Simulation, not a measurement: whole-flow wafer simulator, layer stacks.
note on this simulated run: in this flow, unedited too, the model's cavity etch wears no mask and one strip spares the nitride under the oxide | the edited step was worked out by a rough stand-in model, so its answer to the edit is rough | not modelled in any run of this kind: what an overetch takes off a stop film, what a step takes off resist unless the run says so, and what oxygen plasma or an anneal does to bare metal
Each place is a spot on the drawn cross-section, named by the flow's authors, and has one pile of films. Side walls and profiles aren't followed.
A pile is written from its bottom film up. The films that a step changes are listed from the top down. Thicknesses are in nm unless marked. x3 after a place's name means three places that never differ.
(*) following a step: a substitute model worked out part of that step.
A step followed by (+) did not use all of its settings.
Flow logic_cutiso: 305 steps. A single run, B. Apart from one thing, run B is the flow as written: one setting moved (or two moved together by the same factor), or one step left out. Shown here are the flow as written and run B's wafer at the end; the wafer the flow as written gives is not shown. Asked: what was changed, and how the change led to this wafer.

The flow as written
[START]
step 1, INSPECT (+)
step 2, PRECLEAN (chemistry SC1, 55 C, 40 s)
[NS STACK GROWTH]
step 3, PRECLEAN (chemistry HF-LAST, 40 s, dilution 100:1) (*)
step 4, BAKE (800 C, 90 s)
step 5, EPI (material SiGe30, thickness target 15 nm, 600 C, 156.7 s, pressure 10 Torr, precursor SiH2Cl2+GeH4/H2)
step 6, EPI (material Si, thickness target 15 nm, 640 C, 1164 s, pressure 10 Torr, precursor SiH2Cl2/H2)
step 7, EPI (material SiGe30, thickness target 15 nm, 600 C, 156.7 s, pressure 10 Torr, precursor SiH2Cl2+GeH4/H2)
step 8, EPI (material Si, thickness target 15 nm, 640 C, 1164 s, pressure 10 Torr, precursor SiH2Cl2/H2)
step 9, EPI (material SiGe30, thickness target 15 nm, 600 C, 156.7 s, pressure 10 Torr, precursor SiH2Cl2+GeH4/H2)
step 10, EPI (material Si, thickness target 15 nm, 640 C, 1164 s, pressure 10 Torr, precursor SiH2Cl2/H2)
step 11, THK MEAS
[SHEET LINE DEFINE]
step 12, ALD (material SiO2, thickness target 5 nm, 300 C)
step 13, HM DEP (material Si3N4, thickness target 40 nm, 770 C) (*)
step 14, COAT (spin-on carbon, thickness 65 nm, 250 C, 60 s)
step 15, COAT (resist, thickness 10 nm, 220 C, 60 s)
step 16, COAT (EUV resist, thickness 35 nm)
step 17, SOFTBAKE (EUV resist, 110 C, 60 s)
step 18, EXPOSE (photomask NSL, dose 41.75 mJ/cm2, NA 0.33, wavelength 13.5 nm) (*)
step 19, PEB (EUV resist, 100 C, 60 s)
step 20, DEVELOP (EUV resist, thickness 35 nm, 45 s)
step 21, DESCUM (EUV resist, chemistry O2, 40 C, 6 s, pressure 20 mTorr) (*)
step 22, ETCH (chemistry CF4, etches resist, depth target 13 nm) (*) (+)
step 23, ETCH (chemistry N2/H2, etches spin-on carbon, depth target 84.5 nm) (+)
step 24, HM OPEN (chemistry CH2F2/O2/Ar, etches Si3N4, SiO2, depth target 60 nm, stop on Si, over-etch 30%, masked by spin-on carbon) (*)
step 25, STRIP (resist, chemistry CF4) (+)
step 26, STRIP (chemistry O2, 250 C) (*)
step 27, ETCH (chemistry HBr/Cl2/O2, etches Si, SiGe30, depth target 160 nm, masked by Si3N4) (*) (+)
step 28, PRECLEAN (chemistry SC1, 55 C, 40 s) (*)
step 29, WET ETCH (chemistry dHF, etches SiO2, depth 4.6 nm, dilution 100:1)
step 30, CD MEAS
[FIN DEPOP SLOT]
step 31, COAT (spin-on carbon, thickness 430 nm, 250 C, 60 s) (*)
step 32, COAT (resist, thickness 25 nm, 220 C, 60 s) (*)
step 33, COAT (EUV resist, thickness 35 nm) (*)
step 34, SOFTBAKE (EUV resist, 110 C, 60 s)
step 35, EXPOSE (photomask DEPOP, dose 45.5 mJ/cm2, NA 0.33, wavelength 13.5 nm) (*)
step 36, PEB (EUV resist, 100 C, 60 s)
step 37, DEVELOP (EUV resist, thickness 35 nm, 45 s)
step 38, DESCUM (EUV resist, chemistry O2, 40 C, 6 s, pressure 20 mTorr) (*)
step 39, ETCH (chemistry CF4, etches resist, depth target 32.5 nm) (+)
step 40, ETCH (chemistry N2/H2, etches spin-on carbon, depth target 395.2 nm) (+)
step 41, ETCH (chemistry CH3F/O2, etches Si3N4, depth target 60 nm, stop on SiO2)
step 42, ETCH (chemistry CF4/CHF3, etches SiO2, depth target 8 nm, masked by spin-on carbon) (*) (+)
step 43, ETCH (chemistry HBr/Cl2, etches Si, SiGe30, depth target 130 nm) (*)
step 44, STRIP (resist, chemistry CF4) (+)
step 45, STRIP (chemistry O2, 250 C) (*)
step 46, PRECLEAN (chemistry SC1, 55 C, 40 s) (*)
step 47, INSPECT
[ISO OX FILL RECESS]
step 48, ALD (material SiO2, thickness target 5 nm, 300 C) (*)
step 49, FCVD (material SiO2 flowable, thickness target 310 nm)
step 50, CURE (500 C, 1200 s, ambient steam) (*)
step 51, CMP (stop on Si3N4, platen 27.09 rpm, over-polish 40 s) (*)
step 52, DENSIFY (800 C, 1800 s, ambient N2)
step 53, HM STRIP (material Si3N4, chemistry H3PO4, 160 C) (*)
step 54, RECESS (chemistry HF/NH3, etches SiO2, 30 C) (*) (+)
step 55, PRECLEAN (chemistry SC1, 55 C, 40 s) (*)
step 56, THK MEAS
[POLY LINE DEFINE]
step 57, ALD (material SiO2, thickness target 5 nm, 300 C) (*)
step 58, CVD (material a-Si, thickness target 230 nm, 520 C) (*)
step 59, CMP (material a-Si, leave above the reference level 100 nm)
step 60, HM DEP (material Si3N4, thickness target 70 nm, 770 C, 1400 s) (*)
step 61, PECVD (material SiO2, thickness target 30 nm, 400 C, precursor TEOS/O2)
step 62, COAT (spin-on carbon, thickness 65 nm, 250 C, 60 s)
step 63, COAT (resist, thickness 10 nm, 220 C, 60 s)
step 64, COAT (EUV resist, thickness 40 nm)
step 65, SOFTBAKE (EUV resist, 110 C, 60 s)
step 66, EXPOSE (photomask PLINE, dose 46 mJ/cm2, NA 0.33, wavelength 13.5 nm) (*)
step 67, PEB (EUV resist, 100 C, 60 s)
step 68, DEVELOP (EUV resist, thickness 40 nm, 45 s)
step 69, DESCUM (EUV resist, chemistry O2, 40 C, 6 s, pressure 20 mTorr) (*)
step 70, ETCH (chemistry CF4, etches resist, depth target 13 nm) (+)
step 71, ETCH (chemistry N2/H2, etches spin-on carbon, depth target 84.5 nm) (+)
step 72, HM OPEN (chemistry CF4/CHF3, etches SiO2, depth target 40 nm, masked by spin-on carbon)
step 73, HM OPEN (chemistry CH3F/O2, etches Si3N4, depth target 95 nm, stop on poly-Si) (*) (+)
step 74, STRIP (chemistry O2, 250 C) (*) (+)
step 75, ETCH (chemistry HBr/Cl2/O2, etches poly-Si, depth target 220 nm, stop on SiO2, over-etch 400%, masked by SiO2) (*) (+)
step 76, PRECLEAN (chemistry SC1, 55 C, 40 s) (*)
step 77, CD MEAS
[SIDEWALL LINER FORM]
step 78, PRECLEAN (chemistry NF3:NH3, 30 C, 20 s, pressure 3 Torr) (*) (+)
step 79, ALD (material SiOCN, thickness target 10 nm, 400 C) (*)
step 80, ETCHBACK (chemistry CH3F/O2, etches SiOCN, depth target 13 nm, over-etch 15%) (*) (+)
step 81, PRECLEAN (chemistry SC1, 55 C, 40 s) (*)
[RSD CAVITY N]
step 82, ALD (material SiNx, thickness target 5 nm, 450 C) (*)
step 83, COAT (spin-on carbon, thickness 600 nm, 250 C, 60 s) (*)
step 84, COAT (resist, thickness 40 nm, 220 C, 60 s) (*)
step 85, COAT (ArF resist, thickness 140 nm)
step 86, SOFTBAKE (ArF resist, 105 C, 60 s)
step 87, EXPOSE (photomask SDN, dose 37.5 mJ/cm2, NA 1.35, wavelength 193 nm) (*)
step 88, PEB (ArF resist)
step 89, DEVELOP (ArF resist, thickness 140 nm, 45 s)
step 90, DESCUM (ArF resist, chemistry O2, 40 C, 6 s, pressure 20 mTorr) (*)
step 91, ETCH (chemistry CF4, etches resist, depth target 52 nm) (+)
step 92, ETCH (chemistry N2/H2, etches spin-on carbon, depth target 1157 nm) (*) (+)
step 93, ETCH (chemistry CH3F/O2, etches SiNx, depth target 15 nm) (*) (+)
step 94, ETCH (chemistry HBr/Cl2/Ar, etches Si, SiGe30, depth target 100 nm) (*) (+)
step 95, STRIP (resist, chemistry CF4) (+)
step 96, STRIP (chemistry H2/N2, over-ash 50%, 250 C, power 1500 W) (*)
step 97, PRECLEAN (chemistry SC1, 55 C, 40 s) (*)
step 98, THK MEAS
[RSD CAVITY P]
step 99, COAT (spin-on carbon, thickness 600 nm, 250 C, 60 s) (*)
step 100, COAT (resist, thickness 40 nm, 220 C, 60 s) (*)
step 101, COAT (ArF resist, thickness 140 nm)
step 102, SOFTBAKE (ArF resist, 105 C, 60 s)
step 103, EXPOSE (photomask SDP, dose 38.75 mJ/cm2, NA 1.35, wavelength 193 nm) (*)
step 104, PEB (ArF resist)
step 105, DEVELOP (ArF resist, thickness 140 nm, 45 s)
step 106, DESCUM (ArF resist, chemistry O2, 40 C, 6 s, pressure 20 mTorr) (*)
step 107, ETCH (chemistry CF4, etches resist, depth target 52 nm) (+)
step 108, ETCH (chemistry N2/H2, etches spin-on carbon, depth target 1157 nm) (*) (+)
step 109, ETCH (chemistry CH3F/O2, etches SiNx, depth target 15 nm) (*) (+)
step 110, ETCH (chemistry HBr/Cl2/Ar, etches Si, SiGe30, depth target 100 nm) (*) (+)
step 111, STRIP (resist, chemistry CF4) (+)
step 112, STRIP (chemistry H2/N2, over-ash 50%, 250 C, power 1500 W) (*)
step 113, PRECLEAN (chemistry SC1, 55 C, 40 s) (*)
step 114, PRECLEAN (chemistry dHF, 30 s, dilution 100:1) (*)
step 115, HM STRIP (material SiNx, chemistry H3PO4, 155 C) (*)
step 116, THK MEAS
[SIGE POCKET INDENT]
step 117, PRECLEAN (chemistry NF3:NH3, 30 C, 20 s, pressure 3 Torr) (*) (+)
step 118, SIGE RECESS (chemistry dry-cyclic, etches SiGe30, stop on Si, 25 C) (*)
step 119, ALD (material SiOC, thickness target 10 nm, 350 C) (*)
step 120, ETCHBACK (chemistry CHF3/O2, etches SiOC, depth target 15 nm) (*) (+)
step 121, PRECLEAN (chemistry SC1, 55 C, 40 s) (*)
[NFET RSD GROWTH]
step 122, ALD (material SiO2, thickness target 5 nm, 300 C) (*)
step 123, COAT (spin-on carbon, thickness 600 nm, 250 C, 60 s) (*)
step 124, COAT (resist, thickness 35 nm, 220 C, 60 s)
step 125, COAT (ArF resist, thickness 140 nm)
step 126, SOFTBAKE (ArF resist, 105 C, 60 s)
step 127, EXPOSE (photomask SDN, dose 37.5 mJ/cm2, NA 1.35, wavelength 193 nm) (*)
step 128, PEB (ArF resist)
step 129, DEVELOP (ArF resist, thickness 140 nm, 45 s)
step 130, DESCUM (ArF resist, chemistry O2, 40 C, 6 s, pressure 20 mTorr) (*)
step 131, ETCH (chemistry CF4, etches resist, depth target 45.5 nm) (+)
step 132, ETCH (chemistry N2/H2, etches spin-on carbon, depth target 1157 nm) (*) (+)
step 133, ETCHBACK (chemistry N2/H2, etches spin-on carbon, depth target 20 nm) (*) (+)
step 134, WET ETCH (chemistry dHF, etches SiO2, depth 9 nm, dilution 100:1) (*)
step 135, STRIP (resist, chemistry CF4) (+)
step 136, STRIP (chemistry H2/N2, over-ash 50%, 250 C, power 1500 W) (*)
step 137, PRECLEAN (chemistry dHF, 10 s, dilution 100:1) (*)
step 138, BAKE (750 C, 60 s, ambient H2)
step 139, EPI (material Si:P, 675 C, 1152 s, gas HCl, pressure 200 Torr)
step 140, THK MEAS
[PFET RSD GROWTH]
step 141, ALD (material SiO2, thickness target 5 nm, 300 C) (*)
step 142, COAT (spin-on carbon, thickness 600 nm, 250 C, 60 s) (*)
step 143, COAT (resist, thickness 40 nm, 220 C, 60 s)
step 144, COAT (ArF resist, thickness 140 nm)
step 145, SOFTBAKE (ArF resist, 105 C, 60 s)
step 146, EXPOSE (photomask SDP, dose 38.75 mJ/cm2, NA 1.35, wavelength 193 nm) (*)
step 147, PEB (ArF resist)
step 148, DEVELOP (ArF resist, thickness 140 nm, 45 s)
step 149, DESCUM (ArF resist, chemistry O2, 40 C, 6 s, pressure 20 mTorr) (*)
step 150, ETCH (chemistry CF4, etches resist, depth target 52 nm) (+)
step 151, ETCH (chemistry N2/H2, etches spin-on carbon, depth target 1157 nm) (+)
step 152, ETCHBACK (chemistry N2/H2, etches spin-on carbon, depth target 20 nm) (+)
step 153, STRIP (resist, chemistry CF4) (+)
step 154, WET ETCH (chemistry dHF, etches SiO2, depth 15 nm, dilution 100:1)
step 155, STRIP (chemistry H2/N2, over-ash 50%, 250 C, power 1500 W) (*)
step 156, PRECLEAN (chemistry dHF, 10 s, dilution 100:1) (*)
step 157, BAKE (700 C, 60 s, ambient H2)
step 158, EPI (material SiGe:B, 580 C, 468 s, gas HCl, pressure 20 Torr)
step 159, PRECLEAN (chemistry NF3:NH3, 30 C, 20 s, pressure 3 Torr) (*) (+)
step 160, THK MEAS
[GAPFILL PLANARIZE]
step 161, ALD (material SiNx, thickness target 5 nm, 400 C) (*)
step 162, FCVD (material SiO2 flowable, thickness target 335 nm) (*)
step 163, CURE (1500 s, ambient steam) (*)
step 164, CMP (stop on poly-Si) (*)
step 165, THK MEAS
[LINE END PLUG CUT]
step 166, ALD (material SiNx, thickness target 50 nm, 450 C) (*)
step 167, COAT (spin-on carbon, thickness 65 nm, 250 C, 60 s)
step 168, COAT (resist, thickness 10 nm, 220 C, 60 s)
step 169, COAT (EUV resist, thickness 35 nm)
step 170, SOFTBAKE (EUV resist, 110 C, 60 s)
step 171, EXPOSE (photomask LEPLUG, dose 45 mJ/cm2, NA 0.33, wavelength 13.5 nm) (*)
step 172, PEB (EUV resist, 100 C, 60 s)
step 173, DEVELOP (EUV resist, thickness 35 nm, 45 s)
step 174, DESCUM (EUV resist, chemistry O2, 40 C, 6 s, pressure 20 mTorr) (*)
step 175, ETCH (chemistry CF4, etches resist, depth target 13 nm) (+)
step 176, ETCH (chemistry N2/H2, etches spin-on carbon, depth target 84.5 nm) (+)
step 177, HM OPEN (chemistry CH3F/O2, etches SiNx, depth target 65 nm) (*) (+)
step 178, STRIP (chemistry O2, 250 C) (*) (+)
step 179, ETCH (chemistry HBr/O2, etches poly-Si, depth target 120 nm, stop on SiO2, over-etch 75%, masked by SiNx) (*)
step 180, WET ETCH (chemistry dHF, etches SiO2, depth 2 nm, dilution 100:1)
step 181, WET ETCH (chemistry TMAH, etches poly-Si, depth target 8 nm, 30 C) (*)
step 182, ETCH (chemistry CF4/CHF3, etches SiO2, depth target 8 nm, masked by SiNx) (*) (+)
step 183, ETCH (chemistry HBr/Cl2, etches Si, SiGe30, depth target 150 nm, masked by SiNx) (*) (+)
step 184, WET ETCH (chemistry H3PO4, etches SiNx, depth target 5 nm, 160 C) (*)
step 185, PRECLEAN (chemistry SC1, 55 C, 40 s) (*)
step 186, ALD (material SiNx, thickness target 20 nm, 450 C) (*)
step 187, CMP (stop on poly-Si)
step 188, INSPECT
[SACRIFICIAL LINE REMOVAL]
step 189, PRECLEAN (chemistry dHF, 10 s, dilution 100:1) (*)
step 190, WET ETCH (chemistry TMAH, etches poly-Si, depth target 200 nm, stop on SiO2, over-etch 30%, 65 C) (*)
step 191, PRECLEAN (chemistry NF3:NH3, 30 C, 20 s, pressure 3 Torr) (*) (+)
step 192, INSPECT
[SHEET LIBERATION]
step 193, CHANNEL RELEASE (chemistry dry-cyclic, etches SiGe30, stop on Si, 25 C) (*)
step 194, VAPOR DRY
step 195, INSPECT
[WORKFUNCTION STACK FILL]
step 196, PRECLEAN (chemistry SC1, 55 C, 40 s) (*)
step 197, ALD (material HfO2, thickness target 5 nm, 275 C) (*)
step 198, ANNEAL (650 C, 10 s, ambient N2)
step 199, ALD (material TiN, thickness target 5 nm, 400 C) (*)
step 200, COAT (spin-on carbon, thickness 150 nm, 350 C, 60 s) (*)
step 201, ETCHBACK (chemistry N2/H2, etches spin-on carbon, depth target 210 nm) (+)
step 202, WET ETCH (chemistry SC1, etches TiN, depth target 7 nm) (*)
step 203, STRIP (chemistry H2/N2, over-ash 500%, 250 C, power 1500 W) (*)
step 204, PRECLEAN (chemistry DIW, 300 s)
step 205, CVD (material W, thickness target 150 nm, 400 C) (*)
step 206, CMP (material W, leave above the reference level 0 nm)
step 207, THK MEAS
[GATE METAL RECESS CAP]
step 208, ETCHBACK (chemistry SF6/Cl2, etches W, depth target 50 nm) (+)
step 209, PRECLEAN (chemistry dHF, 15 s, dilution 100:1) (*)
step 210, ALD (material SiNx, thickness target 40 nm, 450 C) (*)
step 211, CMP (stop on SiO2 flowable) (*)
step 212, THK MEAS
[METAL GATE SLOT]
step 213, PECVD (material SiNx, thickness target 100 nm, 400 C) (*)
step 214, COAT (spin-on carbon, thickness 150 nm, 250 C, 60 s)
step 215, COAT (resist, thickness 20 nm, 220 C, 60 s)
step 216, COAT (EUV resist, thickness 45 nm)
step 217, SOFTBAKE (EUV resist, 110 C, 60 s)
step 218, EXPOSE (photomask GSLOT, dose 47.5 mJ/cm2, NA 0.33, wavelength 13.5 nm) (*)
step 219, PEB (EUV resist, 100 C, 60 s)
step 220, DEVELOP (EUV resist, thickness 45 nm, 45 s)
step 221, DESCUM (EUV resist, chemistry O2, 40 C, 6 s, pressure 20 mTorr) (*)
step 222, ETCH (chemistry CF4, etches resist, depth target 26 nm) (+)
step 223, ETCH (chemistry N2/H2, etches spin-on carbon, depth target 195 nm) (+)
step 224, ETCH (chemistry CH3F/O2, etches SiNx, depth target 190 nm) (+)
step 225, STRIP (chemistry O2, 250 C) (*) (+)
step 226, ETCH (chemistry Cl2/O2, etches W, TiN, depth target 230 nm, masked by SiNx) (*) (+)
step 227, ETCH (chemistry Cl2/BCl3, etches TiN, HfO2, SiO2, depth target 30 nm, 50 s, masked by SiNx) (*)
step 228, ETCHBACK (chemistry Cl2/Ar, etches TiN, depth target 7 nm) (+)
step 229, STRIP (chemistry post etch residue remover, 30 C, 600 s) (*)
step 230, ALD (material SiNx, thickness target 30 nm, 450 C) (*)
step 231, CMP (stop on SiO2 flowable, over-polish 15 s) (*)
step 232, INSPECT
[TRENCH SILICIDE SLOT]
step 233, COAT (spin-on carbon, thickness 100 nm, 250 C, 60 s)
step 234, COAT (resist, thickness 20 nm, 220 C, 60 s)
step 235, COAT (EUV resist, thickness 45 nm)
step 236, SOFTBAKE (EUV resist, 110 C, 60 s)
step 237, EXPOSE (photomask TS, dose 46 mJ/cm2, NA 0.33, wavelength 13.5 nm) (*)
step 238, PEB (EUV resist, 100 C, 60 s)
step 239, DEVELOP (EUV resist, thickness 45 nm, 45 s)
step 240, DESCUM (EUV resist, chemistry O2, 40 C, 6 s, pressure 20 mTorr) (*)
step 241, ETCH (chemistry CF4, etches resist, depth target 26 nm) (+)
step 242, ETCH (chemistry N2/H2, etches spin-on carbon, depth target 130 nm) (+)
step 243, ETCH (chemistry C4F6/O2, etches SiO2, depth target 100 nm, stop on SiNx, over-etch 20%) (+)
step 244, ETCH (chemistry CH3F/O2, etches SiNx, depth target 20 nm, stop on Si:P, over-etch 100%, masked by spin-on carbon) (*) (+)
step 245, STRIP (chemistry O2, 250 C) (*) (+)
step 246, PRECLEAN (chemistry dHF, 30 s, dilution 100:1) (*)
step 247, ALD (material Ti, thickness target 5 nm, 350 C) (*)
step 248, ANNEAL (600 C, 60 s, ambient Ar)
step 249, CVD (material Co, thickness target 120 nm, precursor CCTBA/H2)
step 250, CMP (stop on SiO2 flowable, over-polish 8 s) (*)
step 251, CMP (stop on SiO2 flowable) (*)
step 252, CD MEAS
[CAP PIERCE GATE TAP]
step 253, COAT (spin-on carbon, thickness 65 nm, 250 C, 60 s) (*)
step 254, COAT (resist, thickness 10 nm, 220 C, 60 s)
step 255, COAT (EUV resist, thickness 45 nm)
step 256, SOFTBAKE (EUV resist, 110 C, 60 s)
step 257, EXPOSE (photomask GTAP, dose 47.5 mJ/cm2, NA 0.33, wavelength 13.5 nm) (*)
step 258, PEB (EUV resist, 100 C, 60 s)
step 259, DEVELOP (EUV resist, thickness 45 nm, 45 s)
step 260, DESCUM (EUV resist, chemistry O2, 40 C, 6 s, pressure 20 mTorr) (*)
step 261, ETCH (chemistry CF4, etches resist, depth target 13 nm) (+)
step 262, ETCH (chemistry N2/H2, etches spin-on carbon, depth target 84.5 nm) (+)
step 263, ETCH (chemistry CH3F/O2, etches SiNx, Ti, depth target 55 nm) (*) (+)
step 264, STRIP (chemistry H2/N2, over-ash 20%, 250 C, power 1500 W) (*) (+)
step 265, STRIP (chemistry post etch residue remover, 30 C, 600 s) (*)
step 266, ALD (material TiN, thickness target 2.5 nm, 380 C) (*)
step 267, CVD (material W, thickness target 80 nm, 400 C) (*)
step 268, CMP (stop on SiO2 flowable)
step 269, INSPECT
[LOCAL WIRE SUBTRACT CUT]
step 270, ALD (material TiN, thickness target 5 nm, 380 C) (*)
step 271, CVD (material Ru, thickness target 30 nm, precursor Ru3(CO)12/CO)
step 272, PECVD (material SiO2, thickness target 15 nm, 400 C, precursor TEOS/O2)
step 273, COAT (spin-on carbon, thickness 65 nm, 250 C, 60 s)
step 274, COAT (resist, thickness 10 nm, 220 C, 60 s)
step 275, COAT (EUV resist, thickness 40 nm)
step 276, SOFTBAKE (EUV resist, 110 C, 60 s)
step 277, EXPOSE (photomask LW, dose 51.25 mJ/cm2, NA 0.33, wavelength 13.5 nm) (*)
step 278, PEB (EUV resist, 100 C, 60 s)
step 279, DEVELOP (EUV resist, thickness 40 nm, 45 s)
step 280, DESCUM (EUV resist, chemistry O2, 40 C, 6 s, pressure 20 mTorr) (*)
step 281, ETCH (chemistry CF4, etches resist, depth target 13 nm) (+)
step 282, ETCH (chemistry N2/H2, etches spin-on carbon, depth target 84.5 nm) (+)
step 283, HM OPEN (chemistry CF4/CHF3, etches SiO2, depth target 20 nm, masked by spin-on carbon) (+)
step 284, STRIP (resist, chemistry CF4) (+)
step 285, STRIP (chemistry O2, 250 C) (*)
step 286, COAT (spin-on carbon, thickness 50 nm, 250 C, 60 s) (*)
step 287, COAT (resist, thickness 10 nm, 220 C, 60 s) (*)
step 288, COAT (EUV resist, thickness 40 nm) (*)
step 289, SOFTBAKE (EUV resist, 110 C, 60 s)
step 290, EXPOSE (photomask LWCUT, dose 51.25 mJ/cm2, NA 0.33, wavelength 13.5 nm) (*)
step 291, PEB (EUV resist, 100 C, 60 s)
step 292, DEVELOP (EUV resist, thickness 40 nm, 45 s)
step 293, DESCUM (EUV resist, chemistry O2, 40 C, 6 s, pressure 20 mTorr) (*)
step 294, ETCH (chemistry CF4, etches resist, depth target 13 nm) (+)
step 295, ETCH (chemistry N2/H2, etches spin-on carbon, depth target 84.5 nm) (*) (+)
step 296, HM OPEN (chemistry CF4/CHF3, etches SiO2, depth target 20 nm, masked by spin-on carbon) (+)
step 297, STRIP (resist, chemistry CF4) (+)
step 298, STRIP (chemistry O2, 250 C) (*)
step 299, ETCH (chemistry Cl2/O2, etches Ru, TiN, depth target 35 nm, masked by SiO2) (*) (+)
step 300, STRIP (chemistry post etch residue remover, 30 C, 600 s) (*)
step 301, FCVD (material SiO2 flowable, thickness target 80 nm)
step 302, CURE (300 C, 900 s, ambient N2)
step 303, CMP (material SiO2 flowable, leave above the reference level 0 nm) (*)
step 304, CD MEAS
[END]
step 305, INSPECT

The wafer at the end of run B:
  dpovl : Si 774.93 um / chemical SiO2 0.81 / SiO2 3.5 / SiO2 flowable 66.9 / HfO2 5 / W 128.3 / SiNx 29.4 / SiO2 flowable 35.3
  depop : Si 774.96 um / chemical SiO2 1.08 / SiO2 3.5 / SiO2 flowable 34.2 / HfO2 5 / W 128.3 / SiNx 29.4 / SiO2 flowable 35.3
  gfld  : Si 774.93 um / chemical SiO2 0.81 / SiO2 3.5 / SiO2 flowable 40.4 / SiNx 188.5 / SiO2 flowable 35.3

The reason: step 48, ALD: thickness target 3.5 nm was run, while the flow as written has thickness target 5 nm.
The wafer itself shows it: dpovl has SiO2 3.5, and step 48 as written asks for 5 nm.

How this came from the change, step by step:
  step 48, ALD (material SiO2, thickness target 5 nm, 300 C) (*)
      depop, dpovl, gfld and 19 more: SiO2 gains 3.5 (new film) (it would be, as written: SiO2 gains 5 (new film))
  step 49, FCVD (material SiO2 flowable, thickness target 310 nm)
      ns: SiO2 flowable gains 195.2 (new film) (it would be, as written: SiO2 flowable gains 201.3 (new film))
  step 51, CMP (stop on Si3N4, platen 27.09 rpm, over-polish 40 s) (*)
      lnrt, rsdn, tap: SiO2 flowable loses 253.4 (all of it), SiO2 loses 3.5 (all of it), Si3N4 loses 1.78 (it would be, as written: SiO2 flowable loses 254.2 (all of it), SiO2 loses 5 (all of it), Si3N4 loses 1.78)
      gxn, gxp: SiO2 flowable loses 252.2 (all of it), SiO2 loses 3.5 (all of it), Si3N4 loses 1.78 (it would be, as written: SiO2 flowable loses 253 (all of it), SiO2 loses 5 (all of it), Si3N4 loses 1.78)
      (also at 13 further places)
  step 197, ALD (material HfO2, thickness target 5 nm, 275 C) (*)
      gxf: HfO2 gains 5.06 (new film) (it would be, as written: HfO2 gains 7.7 (new film))
  step 199, ALD (material TiN, thickness target 5 nm, 400 C) (*)
      gxf: TiN gains 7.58 (new film) (it would be, as written: TiN gains 5 (new film))
